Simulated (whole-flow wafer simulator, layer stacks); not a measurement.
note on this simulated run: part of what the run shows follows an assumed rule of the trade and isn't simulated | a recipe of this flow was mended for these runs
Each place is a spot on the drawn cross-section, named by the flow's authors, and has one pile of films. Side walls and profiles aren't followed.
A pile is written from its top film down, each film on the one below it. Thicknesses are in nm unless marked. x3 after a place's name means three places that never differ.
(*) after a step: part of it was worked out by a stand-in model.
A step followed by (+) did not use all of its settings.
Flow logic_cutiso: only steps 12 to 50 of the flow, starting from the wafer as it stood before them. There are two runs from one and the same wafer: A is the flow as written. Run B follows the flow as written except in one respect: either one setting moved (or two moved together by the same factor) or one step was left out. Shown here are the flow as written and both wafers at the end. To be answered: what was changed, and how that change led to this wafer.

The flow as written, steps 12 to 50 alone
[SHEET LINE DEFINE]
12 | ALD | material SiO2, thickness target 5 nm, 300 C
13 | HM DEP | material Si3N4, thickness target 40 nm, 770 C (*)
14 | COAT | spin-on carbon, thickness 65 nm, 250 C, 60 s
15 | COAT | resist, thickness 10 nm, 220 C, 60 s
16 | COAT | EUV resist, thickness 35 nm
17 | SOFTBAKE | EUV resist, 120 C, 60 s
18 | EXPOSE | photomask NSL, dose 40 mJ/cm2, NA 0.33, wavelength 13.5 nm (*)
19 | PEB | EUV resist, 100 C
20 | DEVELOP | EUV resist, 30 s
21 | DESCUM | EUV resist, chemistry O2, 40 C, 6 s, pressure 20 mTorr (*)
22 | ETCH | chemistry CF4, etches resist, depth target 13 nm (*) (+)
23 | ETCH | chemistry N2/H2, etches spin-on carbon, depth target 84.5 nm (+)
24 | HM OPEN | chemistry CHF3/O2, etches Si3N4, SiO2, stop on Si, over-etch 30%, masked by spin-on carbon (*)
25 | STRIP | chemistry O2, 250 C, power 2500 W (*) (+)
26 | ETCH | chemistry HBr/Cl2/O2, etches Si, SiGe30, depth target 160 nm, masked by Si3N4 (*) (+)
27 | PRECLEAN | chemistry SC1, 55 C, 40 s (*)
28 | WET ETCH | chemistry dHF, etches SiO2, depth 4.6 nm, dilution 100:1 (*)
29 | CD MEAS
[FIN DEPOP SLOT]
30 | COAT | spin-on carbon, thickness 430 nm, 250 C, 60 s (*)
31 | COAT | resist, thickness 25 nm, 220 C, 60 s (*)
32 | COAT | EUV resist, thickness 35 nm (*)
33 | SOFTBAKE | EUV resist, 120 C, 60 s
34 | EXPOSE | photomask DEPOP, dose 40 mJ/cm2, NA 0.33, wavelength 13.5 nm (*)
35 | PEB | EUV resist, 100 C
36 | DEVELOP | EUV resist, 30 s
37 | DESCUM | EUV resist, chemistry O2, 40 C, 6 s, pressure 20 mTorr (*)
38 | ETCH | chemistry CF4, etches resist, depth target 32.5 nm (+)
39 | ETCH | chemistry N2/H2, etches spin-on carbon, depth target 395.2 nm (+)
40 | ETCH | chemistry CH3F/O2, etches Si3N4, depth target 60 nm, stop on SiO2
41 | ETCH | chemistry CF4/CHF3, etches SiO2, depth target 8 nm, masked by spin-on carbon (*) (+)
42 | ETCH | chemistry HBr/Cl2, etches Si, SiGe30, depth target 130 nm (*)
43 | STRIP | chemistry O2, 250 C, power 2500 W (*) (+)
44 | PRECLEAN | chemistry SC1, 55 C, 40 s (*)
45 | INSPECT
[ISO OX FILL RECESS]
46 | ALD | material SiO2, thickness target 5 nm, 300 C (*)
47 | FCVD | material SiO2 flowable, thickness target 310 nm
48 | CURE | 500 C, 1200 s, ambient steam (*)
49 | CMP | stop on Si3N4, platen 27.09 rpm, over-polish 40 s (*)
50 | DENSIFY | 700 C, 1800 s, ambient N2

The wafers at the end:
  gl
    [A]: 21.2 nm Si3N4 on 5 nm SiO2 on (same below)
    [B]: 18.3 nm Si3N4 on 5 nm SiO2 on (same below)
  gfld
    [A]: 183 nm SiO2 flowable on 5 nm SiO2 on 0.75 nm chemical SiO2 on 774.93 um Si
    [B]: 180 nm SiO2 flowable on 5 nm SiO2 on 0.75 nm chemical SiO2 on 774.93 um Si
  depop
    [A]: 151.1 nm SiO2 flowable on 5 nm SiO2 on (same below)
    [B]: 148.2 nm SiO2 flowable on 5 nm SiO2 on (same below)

Cause: step 13, HM DEP: thickness target 37.1 nm was run, whereas the flow has thickness target 40 nm.

The path from the change to this, step by step:
  13 | HM DEP | material Si3N4, thickness target 40 nm, 770 C (*)
      depop, dpovl, gfld and 19 more: A Si3N4 gains 40 (new film) | B Si3N4 gains 37.1 (new film)
  24 | HM OPEN | chemistry CHF3/O2, etches Si3N4, SiO2, stop on Si, over-etch 30%, masked by spin-on carbon (*)
      depop, gl, glp and 12 more: A resist loses 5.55 (all of it), spin-on carbon loses 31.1 | B resist loses 5.55 (all of it), spin-on carbon loses 28.6
      dpovl, gfld, gxf, iso, isow, lnri, nsgap: A Si3N4 loses 39.4 (all of it), SiO2 loses 5 (all of it), Si loses 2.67 | B Si3N4 loses 36.5 (all of it), SiO2 loses 5 (all of it), Si loses 2.49
  25 | STRIP | chemistry O2, 250 C, power 2500 W (*) (+)
      depop, gl, glp and 12 more: A spin-on carbon loses 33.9 (all of it) | B spin-on carbon loses 36.4 (all of it)
  40 | ETCH | chemistry CH3F/O2, etches Si3N4, depth target 60 nm, stop on SiO2
      gfld, gxf, gxn and 8 more: A resist loses 4.6 | B resist loses 4.02
      gl, glp, gxp and 6 more: A resist loses 4.6 | B resist loses 4.03
      (as well as at 2 more places)
  41 | ETCH | chemistry CF4/CHF3, etches SiO2, depth target 8 nm, masked by spin-on carbon (*) (+)
      gfld: A resist loses 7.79 (all of it), spin-on carbon loses 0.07 | B resist loses 8
      gxf: A resist loses 7.47 (all of it), spin-on carbon loses 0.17 | B resist loses 8.03 (all of it)
      (as well as at 18 more places)
